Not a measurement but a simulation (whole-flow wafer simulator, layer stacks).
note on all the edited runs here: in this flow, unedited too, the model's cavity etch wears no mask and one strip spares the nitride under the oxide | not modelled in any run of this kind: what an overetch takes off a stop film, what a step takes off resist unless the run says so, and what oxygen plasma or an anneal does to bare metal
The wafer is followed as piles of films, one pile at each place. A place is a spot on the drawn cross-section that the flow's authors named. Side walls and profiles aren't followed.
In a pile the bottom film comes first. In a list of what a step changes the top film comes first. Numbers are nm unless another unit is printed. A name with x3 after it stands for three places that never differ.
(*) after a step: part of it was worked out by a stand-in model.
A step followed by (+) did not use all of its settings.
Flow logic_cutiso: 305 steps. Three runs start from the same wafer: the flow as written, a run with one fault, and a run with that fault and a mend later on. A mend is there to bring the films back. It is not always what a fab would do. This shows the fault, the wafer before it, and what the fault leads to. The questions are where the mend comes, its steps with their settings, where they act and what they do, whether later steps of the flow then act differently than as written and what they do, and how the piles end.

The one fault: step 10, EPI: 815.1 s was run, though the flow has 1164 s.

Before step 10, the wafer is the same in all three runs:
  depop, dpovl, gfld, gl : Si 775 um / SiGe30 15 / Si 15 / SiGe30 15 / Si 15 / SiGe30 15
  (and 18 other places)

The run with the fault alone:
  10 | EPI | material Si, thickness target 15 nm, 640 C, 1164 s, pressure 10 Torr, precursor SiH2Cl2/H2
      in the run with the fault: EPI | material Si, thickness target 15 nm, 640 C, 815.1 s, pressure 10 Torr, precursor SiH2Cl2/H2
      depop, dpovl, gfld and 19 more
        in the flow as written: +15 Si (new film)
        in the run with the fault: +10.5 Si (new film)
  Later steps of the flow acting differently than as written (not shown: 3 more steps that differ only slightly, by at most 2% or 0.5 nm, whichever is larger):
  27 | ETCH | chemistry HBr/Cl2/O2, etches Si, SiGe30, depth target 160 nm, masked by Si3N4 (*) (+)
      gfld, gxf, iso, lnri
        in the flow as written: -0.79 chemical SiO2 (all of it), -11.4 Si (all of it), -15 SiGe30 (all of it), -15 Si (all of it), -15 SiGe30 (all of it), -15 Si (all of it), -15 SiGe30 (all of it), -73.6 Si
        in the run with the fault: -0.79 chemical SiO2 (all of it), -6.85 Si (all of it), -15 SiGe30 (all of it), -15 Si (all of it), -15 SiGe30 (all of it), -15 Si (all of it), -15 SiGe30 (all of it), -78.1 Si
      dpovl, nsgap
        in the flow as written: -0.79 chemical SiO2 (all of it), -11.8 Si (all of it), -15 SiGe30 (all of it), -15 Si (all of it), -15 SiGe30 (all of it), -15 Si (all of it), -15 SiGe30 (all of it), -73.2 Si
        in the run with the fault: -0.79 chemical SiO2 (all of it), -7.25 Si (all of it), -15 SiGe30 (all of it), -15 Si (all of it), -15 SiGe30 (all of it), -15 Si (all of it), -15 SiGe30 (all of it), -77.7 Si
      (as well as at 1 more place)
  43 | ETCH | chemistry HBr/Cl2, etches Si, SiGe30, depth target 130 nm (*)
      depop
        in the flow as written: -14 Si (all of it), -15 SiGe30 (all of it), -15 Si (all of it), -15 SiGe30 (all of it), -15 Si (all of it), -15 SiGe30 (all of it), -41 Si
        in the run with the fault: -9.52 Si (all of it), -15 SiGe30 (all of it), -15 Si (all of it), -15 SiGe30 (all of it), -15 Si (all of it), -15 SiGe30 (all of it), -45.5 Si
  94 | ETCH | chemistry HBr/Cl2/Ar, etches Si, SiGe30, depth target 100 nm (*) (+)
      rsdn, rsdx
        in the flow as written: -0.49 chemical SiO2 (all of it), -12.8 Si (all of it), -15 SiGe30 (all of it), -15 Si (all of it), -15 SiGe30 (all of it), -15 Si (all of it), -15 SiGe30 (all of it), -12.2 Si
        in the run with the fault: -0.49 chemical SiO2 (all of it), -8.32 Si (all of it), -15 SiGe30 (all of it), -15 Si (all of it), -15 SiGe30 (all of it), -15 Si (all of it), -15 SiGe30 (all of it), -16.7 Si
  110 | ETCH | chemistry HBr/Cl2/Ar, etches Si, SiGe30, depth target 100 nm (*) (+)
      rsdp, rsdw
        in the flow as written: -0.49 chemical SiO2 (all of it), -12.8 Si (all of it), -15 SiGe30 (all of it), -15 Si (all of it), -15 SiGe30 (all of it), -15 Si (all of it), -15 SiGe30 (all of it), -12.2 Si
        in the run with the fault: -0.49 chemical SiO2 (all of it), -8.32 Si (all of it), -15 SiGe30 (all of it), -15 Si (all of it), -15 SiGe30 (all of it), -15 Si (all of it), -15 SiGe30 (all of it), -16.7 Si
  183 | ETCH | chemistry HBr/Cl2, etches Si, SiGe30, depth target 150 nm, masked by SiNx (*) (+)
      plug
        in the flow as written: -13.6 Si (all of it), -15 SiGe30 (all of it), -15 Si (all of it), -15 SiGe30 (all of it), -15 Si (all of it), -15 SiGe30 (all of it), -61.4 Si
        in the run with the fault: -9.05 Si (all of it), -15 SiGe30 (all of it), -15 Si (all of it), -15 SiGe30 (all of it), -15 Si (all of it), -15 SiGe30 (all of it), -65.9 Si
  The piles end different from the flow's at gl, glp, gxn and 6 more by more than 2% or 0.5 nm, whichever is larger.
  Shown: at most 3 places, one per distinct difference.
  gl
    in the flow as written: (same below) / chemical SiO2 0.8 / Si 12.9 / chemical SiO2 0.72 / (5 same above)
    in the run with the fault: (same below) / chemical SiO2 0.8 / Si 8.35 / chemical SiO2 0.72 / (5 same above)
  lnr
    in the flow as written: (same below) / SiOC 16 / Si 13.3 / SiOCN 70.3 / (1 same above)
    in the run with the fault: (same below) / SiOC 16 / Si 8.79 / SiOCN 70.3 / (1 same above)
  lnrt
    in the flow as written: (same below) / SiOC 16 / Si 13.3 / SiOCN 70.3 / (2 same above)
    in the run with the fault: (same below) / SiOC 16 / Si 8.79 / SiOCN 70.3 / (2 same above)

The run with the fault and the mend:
  After step 11 comes the mend.
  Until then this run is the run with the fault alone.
  11a | EPI | material Si, thickness target 15 nm, 640 C, 349.3 s, pressure 10 Torr, precursor SiH2Cl2/H2 (the flow's step 10 again, with other settings)
      depop, dpovl, gfld and 19 more
        +4.5 Si
  Every later step of the flow that is run acts as written at every place that is followed.
  At every place that both follow, the piles at the end match the flow's.
